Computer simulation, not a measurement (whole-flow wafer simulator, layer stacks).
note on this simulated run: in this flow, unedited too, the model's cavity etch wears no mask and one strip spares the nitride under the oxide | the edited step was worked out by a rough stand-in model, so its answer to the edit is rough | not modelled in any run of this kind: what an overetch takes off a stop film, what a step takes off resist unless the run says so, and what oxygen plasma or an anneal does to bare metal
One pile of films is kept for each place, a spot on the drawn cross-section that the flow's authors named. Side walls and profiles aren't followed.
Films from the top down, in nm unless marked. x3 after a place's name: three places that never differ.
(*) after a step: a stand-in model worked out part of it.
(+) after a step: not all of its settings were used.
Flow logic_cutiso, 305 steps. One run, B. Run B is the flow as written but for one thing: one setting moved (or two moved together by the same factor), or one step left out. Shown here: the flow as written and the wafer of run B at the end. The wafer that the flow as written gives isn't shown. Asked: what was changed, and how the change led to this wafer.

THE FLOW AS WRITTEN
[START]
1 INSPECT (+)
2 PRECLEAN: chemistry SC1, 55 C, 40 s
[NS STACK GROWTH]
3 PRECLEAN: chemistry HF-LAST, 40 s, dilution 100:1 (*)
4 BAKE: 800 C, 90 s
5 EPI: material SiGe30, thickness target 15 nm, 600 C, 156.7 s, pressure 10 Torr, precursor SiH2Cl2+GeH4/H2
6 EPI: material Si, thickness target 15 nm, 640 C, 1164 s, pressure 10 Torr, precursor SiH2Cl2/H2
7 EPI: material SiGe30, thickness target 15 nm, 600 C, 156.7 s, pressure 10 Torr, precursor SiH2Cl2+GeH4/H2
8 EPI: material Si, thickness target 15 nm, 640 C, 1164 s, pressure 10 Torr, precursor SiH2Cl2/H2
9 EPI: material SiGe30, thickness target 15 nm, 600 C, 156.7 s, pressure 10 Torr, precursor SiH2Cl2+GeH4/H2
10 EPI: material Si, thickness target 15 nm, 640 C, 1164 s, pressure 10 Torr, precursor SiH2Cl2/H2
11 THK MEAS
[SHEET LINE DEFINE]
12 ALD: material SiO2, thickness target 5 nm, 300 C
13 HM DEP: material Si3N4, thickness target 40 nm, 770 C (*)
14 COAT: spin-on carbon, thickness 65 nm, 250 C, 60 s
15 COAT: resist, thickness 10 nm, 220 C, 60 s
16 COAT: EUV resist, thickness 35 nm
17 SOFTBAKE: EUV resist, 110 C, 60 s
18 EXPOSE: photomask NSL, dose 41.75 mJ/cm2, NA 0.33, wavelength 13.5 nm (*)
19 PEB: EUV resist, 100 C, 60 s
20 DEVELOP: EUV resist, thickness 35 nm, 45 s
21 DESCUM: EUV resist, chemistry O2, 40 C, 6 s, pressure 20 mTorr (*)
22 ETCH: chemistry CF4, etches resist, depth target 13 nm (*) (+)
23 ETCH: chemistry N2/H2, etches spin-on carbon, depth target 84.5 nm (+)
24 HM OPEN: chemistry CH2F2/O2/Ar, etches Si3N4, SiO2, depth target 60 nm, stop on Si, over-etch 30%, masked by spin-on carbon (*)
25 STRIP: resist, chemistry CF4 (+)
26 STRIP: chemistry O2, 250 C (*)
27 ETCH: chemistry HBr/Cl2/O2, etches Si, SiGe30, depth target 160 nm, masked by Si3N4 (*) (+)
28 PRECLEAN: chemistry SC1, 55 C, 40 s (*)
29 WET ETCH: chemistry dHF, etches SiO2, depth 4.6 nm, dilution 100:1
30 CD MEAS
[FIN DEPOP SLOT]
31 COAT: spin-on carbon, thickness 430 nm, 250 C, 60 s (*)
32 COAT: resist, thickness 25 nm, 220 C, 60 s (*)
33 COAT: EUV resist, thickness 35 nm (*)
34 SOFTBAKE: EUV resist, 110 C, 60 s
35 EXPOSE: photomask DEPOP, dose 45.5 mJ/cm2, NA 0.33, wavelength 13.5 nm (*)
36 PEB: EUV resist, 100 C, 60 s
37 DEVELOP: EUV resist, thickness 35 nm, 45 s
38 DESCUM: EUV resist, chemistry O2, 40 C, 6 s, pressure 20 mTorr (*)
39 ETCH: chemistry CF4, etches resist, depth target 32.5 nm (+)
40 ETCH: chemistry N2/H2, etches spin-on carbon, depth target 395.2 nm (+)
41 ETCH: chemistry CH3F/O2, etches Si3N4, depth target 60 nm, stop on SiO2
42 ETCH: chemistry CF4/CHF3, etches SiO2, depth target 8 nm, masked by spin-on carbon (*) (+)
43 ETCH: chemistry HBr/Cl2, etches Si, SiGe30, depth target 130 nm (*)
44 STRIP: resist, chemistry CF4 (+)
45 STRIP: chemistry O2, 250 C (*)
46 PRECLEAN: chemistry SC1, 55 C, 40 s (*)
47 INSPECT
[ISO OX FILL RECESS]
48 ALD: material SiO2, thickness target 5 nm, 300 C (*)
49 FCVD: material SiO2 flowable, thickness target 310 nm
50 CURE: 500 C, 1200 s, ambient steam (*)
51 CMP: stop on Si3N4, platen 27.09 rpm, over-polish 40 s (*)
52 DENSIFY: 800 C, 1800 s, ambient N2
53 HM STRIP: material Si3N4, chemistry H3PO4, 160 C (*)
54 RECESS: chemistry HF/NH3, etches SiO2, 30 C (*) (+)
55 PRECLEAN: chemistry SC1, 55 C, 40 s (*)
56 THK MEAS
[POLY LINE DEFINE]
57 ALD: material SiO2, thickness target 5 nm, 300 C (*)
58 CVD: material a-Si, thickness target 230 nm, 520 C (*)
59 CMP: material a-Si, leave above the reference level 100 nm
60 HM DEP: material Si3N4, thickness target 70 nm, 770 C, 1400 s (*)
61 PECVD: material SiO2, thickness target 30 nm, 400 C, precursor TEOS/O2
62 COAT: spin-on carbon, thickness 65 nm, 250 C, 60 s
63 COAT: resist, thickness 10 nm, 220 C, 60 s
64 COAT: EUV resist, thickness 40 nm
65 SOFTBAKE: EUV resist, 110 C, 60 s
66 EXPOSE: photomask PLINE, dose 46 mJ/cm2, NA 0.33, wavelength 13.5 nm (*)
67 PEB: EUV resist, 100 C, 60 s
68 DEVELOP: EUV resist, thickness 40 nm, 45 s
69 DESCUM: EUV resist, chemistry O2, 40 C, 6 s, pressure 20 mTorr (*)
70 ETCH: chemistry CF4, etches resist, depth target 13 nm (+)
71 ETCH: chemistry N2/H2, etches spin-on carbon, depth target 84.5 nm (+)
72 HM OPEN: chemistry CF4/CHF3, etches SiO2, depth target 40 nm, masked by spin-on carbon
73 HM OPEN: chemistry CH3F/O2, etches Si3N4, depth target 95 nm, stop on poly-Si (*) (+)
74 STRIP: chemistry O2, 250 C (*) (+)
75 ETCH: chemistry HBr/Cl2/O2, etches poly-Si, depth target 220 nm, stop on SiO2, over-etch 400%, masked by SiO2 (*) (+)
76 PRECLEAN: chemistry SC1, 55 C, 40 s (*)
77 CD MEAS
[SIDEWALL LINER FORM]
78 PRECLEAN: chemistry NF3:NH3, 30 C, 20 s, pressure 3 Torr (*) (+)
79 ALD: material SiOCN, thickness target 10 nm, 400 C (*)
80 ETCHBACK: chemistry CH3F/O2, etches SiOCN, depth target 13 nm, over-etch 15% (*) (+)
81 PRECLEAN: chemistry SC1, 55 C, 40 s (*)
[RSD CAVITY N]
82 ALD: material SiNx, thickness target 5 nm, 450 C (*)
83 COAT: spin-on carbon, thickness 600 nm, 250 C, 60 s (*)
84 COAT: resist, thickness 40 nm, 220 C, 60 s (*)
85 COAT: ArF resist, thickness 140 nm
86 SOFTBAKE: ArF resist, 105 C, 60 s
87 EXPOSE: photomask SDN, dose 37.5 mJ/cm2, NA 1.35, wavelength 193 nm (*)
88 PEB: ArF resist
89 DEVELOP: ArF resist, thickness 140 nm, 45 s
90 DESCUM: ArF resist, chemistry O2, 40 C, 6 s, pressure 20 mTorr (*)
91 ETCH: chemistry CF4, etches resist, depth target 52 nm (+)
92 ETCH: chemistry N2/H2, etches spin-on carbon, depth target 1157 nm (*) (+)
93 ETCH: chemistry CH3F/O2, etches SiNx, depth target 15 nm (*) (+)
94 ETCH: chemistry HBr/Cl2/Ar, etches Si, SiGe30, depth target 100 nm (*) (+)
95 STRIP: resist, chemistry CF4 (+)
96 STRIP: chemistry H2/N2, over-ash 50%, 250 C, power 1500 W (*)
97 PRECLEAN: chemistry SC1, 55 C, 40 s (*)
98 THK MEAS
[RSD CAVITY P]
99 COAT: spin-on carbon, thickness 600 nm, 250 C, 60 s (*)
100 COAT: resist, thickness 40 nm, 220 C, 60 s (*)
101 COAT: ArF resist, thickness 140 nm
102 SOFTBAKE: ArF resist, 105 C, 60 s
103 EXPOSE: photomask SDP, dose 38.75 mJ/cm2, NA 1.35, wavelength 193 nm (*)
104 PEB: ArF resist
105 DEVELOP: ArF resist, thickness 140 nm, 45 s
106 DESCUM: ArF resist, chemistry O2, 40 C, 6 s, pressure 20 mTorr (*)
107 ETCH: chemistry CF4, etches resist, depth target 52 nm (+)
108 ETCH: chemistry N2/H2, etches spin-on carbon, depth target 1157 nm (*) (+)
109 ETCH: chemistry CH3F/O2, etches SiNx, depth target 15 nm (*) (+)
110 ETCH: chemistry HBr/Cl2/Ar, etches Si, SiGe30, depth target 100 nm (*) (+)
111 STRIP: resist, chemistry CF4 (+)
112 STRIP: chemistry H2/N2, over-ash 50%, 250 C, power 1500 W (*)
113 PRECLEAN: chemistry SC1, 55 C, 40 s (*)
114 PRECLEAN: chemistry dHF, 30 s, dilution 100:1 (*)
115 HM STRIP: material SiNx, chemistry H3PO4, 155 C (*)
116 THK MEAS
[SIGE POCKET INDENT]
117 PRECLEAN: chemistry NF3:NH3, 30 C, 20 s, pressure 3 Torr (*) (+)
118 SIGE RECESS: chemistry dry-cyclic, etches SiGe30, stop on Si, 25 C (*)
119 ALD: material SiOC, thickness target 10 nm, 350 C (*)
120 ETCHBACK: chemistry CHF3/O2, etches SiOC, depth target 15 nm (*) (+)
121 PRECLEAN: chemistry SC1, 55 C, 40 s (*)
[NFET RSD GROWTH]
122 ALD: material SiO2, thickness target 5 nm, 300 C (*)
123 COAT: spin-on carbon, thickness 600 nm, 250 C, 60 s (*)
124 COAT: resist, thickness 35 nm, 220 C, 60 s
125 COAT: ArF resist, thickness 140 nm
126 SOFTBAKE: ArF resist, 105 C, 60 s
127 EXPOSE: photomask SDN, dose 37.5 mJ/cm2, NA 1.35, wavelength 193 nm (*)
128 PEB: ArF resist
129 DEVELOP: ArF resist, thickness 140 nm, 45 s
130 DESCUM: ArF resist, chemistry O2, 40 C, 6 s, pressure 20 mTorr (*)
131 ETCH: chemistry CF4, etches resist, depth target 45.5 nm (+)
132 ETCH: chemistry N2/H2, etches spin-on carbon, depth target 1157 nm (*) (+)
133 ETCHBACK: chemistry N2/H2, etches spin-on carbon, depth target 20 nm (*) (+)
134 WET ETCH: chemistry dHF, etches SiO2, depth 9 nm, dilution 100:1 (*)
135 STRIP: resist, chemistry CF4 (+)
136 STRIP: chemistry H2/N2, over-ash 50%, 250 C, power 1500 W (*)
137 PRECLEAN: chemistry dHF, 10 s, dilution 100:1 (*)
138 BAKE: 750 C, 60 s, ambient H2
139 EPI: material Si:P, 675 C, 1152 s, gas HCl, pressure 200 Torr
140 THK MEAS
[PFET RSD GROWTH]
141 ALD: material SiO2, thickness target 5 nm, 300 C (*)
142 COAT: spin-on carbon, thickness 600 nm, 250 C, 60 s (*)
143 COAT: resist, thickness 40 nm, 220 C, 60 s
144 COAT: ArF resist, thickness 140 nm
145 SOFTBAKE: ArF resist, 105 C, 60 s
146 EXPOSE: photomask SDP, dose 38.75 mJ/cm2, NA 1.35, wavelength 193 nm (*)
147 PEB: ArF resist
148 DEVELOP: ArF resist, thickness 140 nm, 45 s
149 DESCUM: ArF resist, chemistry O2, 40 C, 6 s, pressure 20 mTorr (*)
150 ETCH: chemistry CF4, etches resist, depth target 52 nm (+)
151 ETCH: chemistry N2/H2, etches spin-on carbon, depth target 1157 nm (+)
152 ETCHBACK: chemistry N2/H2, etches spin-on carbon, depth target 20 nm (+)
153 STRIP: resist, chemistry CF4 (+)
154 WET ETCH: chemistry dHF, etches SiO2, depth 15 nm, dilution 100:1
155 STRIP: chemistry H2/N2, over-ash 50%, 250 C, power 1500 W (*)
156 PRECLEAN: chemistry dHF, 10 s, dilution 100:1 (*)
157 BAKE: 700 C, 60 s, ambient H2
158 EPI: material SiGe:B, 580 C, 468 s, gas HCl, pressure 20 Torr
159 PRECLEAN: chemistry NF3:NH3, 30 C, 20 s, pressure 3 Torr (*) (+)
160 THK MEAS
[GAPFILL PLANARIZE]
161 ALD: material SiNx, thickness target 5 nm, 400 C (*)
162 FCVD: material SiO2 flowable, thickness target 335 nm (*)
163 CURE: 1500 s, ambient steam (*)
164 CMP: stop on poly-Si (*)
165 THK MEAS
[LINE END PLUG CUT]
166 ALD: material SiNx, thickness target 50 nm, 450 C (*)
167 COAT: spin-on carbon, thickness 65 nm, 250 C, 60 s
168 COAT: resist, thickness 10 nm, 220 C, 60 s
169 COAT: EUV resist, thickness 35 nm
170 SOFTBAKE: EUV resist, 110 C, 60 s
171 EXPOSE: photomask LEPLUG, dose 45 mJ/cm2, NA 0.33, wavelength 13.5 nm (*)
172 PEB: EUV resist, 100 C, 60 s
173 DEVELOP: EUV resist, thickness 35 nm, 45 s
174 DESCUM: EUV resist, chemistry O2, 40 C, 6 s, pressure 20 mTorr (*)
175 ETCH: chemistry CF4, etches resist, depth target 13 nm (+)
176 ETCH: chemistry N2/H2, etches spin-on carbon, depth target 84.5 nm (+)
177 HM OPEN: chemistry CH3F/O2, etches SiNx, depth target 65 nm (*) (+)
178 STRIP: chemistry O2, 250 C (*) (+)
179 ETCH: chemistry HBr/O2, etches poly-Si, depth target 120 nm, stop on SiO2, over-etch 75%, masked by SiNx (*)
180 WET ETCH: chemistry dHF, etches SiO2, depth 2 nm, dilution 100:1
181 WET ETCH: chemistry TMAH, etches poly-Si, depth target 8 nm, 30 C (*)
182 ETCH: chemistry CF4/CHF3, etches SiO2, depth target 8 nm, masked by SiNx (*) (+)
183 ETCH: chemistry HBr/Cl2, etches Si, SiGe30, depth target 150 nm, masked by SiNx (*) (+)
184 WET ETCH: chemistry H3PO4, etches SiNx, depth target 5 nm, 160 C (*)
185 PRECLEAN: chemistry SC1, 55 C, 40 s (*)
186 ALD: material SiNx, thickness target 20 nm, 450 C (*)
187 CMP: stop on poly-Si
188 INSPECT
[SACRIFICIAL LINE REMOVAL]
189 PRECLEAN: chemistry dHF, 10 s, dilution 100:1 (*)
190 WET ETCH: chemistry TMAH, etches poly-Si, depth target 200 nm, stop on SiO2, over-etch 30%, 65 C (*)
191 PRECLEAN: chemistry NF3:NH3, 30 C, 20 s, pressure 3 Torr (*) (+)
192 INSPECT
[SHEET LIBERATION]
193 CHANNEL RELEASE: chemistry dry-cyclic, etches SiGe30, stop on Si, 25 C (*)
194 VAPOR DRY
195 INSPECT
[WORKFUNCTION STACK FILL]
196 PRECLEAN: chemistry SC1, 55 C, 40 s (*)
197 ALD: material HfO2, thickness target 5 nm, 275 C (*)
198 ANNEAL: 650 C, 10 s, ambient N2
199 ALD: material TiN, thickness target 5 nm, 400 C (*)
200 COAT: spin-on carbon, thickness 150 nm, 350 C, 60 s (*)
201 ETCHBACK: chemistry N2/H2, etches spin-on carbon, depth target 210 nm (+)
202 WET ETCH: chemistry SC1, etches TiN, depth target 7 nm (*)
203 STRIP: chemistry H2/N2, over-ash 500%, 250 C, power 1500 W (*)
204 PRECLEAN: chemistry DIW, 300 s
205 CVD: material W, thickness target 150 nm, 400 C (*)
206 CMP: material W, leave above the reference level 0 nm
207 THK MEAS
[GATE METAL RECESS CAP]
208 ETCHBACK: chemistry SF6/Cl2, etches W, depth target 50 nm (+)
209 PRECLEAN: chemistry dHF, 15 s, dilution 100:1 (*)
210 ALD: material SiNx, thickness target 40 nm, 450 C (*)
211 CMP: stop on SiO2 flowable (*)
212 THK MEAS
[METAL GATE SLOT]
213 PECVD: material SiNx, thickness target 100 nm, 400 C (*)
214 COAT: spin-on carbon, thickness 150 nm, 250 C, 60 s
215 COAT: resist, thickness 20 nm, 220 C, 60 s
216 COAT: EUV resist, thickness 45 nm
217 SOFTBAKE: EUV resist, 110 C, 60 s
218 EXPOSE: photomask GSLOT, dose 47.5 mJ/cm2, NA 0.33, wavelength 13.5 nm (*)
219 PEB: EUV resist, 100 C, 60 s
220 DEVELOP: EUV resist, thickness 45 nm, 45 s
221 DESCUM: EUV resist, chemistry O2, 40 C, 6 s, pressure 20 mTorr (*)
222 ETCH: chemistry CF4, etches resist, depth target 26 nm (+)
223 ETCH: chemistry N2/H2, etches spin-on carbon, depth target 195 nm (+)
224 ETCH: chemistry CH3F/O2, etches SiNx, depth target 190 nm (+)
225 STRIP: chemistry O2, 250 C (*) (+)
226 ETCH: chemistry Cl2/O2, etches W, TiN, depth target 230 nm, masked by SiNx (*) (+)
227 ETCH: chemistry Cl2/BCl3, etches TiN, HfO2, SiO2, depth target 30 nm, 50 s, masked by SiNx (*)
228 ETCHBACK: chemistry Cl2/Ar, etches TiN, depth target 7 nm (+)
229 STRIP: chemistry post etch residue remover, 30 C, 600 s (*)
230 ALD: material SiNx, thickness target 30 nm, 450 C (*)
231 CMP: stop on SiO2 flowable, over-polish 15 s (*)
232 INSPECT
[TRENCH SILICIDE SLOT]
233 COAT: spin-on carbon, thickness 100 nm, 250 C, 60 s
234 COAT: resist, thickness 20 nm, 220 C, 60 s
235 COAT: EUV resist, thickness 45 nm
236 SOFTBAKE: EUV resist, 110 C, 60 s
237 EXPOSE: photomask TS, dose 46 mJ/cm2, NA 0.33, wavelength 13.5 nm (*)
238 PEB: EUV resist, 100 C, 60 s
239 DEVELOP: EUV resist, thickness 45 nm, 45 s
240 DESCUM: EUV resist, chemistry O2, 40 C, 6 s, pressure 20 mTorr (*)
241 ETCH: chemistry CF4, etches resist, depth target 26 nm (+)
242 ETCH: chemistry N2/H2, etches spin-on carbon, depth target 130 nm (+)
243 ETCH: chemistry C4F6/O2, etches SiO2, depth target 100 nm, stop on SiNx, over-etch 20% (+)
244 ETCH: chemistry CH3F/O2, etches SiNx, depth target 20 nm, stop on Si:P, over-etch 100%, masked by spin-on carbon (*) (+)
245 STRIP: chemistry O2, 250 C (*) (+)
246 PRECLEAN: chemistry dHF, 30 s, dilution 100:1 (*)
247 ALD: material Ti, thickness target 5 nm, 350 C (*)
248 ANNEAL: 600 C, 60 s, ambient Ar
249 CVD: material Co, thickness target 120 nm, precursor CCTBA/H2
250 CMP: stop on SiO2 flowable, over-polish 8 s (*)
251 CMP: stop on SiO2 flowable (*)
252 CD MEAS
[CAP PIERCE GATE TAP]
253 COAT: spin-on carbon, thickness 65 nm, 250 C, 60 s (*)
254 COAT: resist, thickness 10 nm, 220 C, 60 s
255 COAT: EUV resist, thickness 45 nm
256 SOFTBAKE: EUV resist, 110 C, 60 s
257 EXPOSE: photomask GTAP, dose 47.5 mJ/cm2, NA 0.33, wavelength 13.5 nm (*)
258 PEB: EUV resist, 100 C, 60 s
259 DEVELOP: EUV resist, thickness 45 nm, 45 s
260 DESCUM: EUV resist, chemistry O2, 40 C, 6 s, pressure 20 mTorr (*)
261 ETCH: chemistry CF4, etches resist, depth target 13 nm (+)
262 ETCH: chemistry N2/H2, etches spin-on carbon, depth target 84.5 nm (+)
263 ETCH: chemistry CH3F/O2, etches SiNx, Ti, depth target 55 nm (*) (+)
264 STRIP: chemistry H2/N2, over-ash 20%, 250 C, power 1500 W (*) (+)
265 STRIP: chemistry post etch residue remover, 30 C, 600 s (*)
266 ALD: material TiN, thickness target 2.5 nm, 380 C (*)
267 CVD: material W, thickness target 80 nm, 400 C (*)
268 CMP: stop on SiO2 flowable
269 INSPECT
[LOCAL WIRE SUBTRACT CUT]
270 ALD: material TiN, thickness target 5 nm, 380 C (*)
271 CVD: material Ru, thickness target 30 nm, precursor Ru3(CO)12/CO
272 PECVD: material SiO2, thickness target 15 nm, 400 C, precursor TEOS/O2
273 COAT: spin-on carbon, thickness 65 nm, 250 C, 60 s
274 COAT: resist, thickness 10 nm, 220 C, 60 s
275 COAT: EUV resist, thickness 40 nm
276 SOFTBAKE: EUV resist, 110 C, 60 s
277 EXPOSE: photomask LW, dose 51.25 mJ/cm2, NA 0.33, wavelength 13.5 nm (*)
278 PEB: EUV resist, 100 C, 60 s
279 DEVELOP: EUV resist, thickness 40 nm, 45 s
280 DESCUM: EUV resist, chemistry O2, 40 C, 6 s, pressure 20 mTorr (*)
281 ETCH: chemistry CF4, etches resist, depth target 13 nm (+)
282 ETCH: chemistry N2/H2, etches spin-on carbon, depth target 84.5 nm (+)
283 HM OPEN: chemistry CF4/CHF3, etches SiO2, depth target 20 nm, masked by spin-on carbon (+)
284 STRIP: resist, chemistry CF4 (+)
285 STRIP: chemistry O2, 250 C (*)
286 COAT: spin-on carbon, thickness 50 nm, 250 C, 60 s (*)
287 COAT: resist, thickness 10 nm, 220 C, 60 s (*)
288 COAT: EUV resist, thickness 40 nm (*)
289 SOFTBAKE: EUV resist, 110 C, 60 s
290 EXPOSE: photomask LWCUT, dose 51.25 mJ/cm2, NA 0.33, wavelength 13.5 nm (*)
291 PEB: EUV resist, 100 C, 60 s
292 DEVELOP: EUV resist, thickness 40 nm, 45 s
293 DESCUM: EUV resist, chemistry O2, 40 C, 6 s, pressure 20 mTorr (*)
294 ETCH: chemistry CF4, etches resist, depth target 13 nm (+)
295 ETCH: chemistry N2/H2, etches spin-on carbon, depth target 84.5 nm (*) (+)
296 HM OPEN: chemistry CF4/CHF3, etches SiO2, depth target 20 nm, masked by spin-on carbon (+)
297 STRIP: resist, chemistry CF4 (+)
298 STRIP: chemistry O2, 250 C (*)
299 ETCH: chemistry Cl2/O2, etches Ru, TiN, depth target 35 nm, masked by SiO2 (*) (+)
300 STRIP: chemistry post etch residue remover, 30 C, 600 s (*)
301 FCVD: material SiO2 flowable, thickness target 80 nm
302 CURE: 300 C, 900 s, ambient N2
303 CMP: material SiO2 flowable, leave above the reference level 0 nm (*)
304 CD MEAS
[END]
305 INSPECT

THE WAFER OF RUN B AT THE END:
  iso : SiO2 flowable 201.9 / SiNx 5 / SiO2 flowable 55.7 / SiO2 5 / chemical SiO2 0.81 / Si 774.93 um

The cause: step 119, ALD: thickness target 13.8 nm was run, where the flow has thickness target 10 nm.

How the change led to this, step by step:
  119 ALD: material SiOC, thickness target 10 nm, 350 C (*)
      depop, dpovl, gfld and 14 more: SiOC +13.8 (new film) (as written it would be: SiOC +10 (new film))
      lnr, lnrp, lnrt: SiOC +13.8 (new film), SiOC +16 (new film), cavity -16 (all of it), SiOC +16 (new film), cavity -16 (all of it), SiOC +16 (new film), cavity -16 (all of it) (as written it would be: SiOC +10 (new film), SiOC +16 (new film), cavity -16 (all of it), SiOC +16 (new film), cavity -16 (all of it), SiOC +16 (new film), cavity -16 (all of it))
      (and at 2 more places)
  120 ETCHBACK: chemistry CHF3/O2, etches SiOC, depth target 15 nm (*) (+)
      gl, tap: SiOC -13.8 (all of it), SiO2 -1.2 (as written it would be: SiOC -10 (all of it), SiO2 -4.21 (all of it), Si3N4 -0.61)
      glp: SiOC -13.8 (all of it), SiO2 -1.2 (as written it would be: SiOC -10 (all of it), SiO2 -4.25 (all of it), Si3N4 -0.58)
      (and at 19 more places)
  122 ALD: material SiO2, thickness target 5 nm, 300 C (*)
      gl, glp, tap: SiO2 +5 (as written it would be: SiO2 +5 (new film))
      gxn: SiO2 +5 (as written it would be: SiO2 +6.76 (new film))
      (and at 1 more place)
  132 ETCH: chemistry N2/H2, etches spin-on carbon, depth target 1157 nm (*) (+)
      gl, tap: spin-on carbon -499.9 (all of it), SiO2 -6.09 (as written it would be: spin-on carbon -501.7 (all of it), SiO2 -5 (all of it), Si3N4 -0.5)
  133 ETCHBACK: chemistry N2/H2, etches spin-on carbon, depth target 20 nm (*) (+)
      gl, tap: SiO2 -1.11 (as written it would be: Si3N4 -0.56)
      gxn: SiO2 -1.11 (as written it would be: SiO2 -0.7 (all of it), Si3N4 -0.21)
  134 WET ETCH: chemistry dHF, etches SiO2, depth 9 nm, dilution 100:1 (*)
      gl, tap: SiO2 -0.77 (all of it), Si3N4 -0.24 (as written it would be: Si3N4 -0.34)
      gxn: SiO2 -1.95 (all of it), Si3N4 -0.21 (as written it would be: Si3N4 -0.34)
  141 ALD: material SiO2, thickness target 5 nm, 300 C (*)
      gxn: SiO2 +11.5 (new film) (as written it would be: SiO2 +10.1 (new film))
  153 STRIP: resist, chemistry CF4 (+)
      gxp: SiO2 -5.33 (as written it would be: SiO2 -3.06 (all of it))
      glp: SiO2 -4.29 (all of it) (as written it would be: SiO2 -1.36 (all of it))
  161 ALD: material SiNx, thickness target 5 nm, 400 C (*)
      gxp: SiNx +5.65 (new film) (as written it would be: SiNx +5 (new film))
  164 CMP: stop on poly-Si (*)
      depop, dpovl, isow, ns, nsgap: SiO2 flowable -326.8 (all of it), SiNx -5 (all of it), SiO2 -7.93 (all of it), Si3N4 -70 (all of it) (as written it would be: SiO2 flowable -326.8 (all of it), SiNx -5 (all of it), SiO2 -4.13 (all of it), Si3N4 -70 (all of it))
      gxf, plug: SiO2 flowable -250.1 (all of it), SiNx -5 (all of it), SiO2 -7.93 (all of it), Si3N4 -70 (all of it) (as written it would be: SiO2 flowable -251.9 (all of it), SiNx -5 (all of it), SiO2 -4.13 (all of it), Si3N4 -70 (all of it))
      (and at 9 more places)
